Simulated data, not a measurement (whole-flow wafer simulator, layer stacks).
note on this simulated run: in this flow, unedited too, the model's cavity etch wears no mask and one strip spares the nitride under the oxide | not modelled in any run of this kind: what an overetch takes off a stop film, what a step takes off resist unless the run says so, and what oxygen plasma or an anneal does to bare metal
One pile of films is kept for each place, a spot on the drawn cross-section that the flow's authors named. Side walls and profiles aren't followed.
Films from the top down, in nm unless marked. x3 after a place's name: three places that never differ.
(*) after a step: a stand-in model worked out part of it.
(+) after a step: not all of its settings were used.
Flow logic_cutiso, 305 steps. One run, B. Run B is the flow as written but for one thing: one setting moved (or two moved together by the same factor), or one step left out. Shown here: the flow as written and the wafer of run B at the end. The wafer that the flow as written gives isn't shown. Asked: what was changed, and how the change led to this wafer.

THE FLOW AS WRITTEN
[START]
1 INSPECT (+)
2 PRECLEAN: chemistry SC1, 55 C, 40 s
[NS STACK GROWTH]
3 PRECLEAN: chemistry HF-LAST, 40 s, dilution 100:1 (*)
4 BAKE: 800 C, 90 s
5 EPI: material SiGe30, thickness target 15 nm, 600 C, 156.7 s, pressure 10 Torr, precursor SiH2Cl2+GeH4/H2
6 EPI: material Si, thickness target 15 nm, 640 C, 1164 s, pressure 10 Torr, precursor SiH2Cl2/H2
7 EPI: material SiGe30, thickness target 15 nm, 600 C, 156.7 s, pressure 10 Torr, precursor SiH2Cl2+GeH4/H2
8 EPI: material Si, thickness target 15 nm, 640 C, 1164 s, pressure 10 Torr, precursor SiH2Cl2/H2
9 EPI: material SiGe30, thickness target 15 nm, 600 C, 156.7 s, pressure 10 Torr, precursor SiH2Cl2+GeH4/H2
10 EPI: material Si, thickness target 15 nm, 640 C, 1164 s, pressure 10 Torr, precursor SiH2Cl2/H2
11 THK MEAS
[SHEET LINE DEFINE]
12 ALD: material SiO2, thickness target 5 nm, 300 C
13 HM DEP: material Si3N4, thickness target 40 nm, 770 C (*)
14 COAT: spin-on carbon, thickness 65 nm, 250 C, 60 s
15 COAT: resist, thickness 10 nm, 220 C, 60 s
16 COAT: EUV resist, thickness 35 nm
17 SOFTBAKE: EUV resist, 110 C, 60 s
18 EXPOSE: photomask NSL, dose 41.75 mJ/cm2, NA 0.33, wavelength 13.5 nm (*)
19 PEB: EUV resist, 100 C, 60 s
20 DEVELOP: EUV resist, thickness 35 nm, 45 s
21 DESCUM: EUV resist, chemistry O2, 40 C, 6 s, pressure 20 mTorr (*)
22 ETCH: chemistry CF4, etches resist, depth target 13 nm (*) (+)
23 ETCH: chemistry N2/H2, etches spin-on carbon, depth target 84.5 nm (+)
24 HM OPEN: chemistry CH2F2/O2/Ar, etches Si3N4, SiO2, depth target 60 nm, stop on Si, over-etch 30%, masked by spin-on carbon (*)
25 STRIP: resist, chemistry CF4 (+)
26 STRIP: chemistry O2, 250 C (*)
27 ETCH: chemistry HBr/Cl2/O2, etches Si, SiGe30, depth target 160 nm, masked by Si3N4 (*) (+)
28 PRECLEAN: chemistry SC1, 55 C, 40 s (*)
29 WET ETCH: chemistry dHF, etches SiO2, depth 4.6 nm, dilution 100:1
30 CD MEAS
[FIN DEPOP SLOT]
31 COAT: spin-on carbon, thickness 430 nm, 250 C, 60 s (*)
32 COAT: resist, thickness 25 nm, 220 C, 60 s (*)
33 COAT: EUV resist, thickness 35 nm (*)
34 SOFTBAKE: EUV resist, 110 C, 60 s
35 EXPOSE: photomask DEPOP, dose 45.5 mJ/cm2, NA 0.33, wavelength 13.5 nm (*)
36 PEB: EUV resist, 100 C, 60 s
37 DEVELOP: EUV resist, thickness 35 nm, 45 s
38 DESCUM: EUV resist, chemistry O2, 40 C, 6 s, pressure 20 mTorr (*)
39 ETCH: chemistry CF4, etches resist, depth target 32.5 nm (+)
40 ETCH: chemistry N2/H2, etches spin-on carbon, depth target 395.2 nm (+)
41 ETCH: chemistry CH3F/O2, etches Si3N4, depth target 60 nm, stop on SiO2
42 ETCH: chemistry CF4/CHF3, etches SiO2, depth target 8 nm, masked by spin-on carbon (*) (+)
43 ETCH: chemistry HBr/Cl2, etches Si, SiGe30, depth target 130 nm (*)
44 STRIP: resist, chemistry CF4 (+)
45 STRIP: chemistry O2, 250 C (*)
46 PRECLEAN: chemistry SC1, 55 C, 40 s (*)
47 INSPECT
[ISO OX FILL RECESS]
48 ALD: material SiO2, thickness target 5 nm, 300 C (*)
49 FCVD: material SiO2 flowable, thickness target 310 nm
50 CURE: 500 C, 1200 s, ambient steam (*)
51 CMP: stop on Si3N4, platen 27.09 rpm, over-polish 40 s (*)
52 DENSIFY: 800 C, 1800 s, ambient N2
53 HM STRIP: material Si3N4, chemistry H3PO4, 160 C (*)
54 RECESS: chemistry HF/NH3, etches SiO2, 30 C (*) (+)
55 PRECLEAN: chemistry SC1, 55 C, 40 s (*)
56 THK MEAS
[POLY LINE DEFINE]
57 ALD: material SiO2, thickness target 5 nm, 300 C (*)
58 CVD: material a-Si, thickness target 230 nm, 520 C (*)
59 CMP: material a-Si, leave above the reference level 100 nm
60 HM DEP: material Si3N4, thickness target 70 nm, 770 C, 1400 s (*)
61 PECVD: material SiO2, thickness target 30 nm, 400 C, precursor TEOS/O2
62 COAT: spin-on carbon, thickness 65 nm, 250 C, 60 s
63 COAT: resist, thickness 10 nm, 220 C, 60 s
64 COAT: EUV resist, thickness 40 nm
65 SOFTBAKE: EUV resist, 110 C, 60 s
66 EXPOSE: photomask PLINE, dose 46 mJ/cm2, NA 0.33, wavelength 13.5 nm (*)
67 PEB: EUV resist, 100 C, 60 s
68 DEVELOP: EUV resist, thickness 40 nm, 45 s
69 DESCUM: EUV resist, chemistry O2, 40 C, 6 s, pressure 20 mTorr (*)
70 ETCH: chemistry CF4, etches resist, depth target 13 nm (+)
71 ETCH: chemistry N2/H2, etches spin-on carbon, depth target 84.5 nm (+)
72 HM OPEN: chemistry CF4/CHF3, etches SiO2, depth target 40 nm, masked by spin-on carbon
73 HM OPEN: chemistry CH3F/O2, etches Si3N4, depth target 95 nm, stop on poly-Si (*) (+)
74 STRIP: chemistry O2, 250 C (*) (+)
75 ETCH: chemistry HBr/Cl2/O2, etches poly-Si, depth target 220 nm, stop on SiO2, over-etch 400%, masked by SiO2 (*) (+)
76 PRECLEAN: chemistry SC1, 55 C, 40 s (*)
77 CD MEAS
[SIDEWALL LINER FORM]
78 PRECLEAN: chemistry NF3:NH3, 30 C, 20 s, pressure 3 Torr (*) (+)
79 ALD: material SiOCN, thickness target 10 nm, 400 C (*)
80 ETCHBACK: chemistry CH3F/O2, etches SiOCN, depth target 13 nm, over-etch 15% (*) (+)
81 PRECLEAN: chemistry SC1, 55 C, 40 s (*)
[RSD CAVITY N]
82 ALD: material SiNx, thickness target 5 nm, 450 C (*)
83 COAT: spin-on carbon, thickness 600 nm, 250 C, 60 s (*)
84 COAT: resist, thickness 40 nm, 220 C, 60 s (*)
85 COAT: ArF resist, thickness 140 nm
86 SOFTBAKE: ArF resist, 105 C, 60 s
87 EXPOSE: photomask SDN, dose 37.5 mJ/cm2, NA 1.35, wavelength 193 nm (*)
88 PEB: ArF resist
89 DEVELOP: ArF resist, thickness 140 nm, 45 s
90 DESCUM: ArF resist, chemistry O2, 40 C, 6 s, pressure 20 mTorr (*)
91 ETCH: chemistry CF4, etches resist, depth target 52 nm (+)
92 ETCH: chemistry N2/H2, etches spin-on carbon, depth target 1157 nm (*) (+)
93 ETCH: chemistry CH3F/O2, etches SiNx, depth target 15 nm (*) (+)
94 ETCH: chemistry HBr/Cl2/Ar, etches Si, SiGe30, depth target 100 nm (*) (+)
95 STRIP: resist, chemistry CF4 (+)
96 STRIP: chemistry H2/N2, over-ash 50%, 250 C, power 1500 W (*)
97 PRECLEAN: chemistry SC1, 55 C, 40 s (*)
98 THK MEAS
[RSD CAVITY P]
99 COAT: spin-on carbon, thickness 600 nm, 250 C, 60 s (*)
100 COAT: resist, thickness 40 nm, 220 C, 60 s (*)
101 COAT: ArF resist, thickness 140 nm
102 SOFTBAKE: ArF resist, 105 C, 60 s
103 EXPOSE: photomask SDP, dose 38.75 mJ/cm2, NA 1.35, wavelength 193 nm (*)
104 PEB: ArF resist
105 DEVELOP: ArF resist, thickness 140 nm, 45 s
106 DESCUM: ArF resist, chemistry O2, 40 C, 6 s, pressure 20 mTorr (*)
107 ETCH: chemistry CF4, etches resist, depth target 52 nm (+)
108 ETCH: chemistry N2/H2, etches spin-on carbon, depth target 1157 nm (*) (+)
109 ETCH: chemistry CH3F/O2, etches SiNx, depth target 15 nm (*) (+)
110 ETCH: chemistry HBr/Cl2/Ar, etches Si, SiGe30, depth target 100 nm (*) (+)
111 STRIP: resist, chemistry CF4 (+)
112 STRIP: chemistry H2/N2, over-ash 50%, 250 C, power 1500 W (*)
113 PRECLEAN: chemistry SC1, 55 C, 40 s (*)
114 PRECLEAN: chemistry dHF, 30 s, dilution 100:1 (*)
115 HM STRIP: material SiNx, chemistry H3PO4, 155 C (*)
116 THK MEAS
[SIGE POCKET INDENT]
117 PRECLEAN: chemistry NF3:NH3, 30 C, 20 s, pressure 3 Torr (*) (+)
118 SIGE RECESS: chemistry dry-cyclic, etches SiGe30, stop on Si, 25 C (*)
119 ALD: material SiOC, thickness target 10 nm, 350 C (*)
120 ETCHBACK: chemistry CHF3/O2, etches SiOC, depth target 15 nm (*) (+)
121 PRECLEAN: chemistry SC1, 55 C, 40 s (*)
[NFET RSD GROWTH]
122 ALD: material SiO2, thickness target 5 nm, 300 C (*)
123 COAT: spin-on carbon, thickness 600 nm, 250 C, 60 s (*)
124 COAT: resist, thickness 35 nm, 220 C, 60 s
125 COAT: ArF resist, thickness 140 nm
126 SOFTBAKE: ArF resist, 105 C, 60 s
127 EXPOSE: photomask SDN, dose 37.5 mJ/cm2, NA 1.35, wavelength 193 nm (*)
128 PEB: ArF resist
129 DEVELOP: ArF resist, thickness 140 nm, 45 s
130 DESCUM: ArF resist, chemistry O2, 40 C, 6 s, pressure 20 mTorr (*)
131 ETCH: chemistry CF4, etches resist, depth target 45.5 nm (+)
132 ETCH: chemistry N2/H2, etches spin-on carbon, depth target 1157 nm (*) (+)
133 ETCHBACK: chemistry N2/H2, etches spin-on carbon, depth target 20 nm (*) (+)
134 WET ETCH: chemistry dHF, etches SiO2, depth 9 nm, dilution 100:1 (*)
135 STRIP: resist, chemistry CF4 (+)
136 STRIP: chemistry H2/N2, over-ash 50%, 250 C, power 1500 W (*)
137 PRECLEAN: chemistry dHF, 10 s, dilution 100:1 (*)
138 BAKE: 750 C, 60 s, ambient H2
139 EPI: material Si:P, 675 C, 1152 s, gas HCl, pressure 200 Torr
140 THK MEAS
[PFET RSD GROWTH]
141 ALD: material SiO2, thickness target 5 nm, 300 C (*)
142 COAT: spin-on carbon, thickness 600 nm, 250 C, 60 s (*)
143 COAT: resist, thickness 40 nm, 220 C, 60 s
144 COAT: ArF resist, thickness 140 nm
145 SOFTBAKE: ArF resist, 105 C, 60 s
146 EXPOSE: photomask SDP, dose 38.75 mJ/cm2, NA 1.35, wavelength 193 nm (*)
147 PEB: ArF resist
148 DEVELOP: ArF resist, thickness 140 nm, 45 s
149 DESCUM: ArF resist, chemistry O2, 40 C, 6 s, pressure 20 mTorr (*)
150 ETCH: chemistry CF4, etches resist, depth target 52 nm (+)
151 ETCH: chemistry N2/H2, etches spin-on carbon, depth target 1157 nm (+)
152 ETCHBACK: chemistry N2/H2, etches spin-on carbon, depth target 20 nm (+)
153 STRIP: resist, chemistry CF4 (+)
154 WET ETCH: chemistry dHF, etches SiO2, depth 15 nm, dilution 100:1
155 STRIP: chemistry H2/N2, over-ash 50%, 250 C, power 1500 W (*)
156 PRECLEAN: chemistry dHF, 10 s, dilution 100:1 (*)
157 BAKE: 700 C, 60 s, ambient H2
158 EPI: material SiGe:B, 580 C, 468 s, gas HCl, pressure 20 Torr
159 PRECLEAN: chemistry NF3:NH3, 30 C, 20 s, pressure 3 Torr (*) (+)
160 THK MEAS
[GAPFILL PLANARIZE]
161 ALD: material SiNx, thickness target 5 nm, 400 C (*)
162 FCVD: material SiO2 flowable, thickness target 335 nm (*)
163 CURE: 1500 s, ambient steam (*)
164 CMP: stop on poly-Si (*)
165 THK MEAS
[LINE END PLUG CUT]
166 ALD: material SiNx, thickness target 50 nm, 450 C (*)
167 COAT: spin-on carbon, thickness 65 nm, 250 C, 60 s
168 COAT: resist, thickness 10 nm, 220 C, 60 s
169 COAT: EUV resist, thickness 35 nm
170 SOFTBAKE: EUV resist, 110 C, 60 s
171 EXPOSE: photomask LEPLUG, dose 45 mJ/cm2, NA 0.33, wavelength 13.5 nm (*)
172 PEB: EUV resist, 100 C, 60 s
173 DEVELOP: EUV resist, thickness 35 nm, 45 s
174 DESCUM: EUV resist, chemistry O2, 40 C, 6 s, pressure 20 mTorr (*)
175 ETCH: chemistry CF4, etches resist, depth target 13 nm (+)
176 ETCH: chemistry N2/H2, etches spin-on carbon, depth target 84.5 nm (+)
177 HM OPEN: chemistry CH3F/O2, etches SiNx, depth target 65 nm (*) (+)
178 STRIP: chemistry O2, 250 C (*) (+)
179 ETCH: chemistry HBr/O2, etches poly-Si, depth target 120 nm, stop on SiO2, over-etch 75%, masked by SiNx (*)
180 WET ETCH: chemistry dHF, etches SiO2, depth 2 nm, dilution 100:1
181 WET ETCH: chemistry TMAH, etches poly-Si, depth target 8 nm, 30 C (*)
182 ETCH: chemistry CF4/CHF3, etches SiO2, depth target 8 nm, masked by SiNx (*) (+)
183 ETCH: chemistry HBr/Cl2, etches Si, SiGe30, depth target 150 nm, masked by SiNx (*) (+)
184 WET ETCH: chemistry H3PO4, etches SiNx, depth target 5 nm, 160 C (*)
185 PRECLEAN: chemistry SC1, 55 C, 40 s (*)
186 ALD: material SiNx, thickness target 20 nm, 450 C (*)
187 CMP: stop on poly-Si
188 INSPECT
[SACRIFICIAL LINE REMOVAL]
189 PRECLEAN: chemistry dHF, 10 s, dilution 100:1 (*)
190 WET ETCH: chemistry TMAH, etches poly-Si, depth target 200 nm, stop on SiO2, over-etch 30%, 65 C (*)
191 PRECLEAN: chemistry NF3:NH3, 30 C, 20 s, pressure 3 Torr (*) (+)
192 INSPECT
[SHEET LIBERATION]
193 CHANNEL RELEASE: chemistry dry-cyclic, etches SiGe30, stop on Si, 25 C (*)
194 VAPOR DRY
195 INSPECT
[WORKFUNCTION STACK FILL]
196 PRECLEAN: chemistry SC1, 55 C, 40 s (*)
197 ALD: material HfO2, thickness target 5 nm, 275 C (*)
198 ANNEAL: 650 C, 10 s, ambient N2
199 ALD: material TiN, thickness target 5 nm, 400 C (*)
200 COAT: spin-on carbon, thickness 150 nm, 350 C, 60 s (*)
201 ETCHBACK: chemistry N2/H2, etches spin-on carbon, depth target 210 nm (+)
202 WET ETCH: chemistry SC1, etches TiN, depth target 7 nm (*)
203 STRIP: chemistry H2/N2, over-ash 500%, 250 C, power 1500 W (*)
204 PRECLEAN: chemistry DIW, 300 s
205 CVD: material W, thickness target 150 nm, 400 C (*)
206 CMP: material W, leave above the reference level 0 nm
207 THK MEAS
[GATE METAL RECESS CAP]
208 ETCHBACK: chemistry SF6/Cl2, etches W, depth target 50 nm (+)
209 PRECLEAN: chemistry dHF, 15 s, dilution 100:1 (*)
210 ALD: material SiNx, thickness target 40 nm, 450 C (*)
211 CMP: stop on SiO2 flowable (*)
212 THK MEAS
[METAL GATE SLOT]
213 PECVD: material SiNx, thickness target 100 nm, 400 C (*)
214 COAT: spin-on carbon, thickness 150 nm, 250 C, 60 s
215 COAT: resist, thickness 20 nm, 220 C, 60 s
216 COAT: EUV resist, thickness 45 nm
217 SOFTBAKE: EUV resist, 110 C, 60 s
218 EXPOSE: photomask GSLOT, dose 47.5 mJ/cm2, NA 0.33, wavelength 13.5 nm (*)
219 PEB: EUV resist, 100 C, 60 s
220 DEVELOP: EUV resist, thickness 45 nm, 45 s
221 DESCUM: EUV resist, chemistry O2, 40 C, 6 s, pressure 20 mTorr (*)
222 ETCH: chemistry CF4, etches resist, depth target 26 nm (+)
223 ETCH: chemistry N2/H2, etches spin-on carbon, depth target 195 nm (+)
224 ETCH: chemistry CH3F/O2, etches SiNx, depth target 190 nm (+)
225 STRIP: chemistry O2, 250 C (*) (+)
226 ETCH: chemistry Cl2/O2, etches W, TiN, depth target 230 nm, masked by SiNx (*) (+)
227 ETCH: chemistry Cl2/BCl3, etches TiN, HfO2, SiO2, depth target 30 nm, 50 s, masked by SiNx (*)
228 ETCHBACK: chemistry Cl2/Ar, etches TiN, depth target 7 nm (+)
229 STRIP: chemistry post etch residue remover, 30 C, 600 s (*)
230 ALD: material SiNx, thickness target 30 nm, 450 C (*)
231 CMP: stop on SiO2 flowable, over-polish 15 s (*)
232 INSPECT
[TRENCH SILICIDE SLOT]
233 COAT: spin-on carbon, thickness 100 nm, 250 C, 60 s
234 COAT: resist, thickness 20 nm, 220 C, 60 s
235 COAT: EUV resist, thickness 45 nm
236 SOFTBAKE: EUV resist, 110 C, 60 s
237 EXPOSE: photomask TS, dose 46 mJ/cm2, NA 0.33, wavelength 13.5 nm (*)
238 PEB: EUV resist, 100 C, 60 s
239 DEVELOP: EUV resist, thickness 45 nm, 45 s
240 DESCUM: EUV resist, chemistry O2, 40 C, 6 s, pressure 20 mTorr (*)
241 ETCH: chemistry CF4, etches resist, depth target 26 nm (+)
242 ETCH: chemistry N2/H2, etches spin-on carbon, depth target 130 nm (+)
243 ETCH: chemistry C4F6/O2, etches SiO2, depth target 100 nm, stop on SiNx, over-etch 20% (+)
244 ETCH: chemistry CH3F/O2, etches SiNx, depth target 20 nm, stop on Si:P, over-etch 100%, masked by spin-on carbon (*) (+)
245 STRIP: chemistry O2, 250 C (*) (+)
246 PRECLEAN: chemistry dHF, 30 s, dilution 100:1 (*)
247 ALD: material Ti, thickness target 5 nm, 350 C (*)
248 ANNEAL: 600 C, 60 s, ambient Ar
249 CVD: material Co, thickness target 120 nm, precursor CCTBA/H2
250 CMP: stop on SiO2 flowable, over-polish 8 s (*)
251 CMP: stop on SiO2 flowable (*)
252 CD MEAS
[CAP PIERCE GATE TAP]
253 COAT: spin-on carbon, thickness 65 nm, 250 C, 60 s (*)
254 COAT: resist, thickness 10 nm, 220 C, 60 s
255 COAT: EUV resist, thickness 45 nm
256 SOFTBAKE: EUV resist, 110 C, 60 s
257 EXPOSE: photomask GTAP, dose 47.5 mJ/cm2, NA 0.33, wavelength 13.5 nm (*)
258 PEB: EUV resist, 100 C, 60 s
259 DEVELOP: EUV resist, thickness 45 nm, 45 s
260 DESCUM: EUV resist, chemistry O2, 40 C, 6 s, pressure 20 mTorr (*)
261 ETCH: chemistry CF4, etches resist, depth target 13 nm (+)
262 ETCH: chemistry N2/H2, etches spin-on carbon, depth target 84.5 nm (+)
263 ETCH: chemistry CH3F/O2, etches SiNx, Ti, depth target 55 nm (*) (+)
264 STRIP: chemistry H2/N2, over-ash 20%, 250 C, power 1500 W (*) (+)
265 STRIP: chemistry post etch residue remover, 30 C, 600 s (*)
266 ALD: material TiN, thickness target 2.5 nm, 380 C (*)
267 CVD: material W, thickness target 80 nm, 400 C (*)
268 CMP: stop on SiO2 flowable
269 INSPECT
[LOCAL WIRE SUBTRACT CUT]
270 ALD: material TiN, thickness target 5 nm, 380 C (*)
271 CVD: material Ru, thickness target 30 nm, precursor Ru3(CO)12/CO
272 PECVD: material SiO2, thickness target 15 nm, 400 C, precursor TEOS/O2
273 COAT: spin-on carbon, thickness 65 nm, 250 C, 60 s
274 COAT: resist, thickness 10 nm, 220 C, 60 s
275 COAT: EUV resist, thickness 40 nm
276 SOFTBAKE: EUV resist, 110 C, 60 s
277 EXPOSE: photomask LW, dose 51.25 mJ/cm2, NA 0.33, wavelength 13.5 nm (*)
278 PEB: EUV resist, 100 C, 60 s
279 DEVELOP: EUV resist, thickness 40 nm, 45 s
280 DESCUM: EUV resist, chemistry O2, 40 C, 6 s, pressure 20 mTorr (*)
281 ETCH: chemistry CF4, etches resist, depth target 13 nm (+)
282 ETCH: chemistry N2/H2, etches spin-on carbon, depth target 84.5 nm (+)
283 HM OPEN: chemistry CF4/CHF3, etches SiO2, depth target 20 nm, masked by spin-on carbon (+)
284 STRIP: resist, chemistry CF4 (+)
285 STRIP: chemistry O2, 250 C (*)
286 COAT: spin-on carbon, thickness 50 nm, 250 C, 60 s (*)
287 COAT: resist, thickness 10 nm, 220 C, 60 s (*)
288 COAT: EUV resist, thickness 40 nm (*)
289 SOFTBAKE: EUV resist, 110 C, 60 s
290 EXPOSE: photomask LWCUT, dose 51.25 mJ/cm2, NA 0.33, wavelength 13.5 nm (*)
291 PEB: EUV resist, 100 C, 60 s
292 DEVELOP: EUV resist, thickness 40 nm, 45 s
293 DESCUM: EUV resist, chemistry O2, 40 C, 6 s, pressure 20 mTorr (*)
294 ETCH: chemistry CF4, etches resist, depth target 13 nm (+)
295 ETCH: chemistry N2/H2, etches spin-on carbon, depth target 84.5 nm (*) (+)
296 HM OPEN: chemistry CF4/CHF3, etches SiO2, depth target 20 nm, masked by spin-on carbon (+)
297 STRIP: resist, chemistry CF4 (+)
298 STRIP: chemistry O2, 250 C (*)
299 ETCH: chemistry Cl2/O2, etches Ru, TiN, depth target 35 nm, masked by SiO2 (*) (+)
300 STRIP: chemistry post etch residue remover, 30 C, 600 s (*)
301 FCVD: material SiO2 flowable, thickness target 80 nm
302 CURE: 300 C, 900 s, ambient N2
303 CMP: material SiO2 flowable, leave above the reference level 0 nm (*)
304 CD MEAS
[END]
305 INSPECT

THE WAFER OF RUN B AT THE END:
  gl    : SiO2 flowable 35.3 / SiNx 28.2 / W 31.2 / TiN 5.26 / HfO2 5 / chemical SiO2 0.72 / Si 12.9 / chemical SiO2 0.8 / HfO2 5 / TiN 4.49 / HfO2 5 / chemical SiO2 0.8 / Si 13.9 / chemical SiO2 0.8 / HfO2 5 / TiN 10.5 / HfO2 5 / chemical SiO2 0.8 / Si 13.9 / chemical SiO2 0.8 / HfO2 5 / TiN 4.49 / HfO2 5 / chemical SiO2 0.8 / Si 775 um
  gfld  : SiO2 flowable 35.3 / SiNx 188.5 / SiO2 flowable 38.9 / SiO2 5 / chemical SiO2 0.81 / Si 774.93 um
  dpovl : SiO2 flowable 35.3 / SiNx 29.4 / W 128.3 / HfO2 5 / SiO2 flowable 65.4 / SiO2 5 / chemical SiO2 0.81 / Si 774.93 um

The cause: step 7, EPI: 219.4 s was run, where the flow has 156.7 s.

How the change led to this, step by step:
  7 EPI: material SiGe30, thickness target 15 nm, 600 C, 156.7 s, pressure 10 Torr, precursor SiH2Cl2+GeH4/H2
      depop, dpovl, gfld and 19 more: SiGe30 +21 (new film) (as written it would be: SiGe30 +15 (new film))
  27 ETCH: chemistry HBr/Cl2/O2, etches Si, SiGe30, depth target 160 nm, masked by Si3N4 (*) (+)
      gfld, gxf, iso, lnri: chemical SiO2 -0.79 (all of it), Si -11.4 (all of it), SiGe30 -15 (all of it), Si -15 (all of it), SiGe30 -21 (all of it), Si -15 (all of it), SiGe30 -15 (all of it), Si -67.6 (as written it would be: chemical SiO2 -0.79 (all of it), Si -11.4 (all of it), SiGe30 -15 (all of it), Si -15 (all of it), SiGe30 -15 (all of it), Si -15 (all of it), SiGe30 -15 (all of it), Si -73.6)
      dpovl, nsgap: chemical SiO2 -0.79 (all of it), Si -11.8 (all of it), SiGe30 -15 (all of it), Si -15 (all of it), SiGe30 -21 (all of it), Si -15 (all of it), SiGe30 -15 (all of it), Si -67.2 (as written it would be: chemical SiO2 -0.79 (all of it), Si -11.8 (all of it), SiGe30 -15 (all of it), Si -15 (all of it), SiGe30 -15 (all of it), Si -15 (all of it), SiGe30 -15 (all of it), Si -73.2)
      (and at 1 more place)
  43 ETCH: chemistry HBr/Cl2, etches Si, SiGe30, depth target 130 nm (*)
      depop: Si -14 (all of it), SiGe30 -15 (all of it), Si -15 (all of it), SiGe30 -21 (all of it), Si -15 (all of it), SiGe30 -15 (all of it), Si -35 (as written it would be: Si -14 (all of it), SiGe30 -15 (all of it), Si -15 (all of it), SiGe30 -15 (all of it), Si -15 (all of it), SiGe30 -15 (all of it), Si -41)
  94 ETCH: chemistry HBr/Cl2/Ar, etches Si, SiGe30, depth target 100 nm (*) (+)
      rsdn, rsdx: chemical SiO2 -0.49 (all of it), Si -12.8 (all of it), SiGe30 -15 (all of it), Si -15 (all of it), SiGe30 -21 (all of it), Si -15 (all of it), SiGe30 -15 (all of it), Si -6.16 (as written it would be: chemical SiO2 -0.49 (all of it), Si -12.8 (all of it), SiGe30 -15 (all of it), Si -15 (all of it), SiGe30 -15 (all of it), Si -15 (all of it), SiGe30 -15 (all of it), Si -12.2)
  110 ETCH: chemistry HBr/Cl2/Ar, etches Si, SiGe30, depth target 100 nm (*) (+)
      rsdp, rsdw: chemical SiO2 -0.49 (all of it), Si -12.8 (all of it), SiGe30 -15 (all of it), Si -15 (all of it), SiGe30 -21 (all of it), Si -15 (all of it), SiGe30 -15 (all of it), Si -6.16 (as written it would be: chemical SiO2 -0.49 (all of it), Si -12.8 (all of it), SiGe30 -15 (all of it), Si -15 (all of it), SiGe30 -15 (all of it), Si -15 (all of it), SiGe30 -15 (all of it), Si -12.2)
  118 SIGE RECESS: chemistry dry-cyclic, etches SiGe30, stop on Si, 25 C (*)
      lnr, lnrp, lnrt: SiOCN -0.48, Si -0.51, cavity +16 (new film), SiGe30 -15 (all of it), Si -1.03, cavity +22 (new film), SiGe30 -21 (all of it), Si -1.03, cavity +16 (new film), SiGe30 -15 (all of it), Si -0.51 (as written it would be: SiOCN -0.48, Si -0.51, cavity +16 (new film), SiGe30 -15 (all of it), Si -1.03, cavity +16 (new film), SiGe30 -15 (all of it), Si -1.03, cavity +16 (new film), SiGe30 -15 (all of it), Si -0.51)
  119 ALD: material SiOC, thickness target 10 nm, 350 C (*)
      lnr, lnrp, lnrt: SiOC +10 (new film), SiOC +16 (new film), cavity -16 (all of it), SiOC +22 (new film), cavity -22 (all of it), SiOC +16 (new film), cavity -16 (all of it) (as written it would be: SiOC +10 (new film), SiOC +16 (new film), cavity -16 (all of it), SiOC +16 (new film), cavity -16 (all of it), SiOC +16 (new film), cavity -16 (all of it))
  183 ETCH: chemistry HBr/Cl2, etches Si, SiGe30, depth target 150 nm, masked by SiNx (*) (+)
      plug: Si -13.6 (all of it), SiGe30 -15 (all of it), Si -15 (all of it), SiGe30 -21 (all of it), Si -15 (all of it), SiGe30 -15 (all of it), Si -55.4 (as written it would be: Si -13.6 (all of it), SiGe30 -15 (all of it), Si -15 (all of it), SiGe30 -15 (all of it), Si -15 (all of it), SiGe30 -15 (all of it), Si -61.4)
  193 CHANNEL RELEASE: chemistry dry-cyclic, etches SiGe30, stop on Si, 25 C (*)
      gl, glp, gxn, gxp, ns, tap: chemical SiO2 +0.8 (new film), Si -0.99, chemical SiO2 +0.8 (new film), cavity +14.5 (new film), chemical SiO2 +0.8 (new film), SiGe30 -15 (all of it), Si -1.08, chemical SiO2 +0.8 (new film), cavity +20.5 (new film), chemical SiO2 +0.8 (new film), SiGe30 -21 (all of it), Si -1.08, chemical SiO2 +0.8 (new film), cavity +14.5 (new film), chemical SiO2 +0.8 (new film), SiGe30 -15 (all of it), Si -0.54 (as written it would be: chemical SiO2 +0.8 (new film), Si -0.99, chemical SiO2 +0.8 (new film), cavity +14.5 (new film), chemical SiO2 +0.8 (new film), SiGe30 -15 (all of it), Si -1.08, chemical SiO2 +0.8 (new film), cavity +14.5 (new film), chemical SiO2 +0.8 (new film), SiGe30 -15 (all of it), Si -1.08, chemical SiO2 +0.8 (new film), cavity +14.5 (new film), chemical SiO2 +0.8 (new film), SiGe30 -15 (all of it), Si -0.54)
  199 ALD: material TiN, thickness target 5 nm, 400 C (*)
      gl, glp, tap: TiN +5.26 (new film), TiN +4.49 (new film), cavity -4.49 (all of it), TiN +10.5 (new film), cavity -10.5 (all of it), TiN +4.49 (new film), cavity -4.49 (all of it) (as written it would be: TiN +5.26 (new film), TiN +4.49 (new film), cavity -4.49 (all of it), TiN +4.49 (new film), cavity -4.49 (all of it), TiN +4.49 (new film), cavity -4.49 (all of it))
      gxn, gxp, ns: TiN +5 (new film), TiN +4.49 (new film), cavity -4.49 (all of it), TiN +10.5 (new film), cavity -10.5 (all of it), TiN +4.49 (new film), cavity -4.49 (all of it) (as written it would be: TiN +5 (new film), TiN +4.49 (new film), cavity -4.49 (all of it), TiN +4.49 (new film), cavity -4.49 (all of it), TiN +4.49 (new film), cavity -4.49 (all of it))
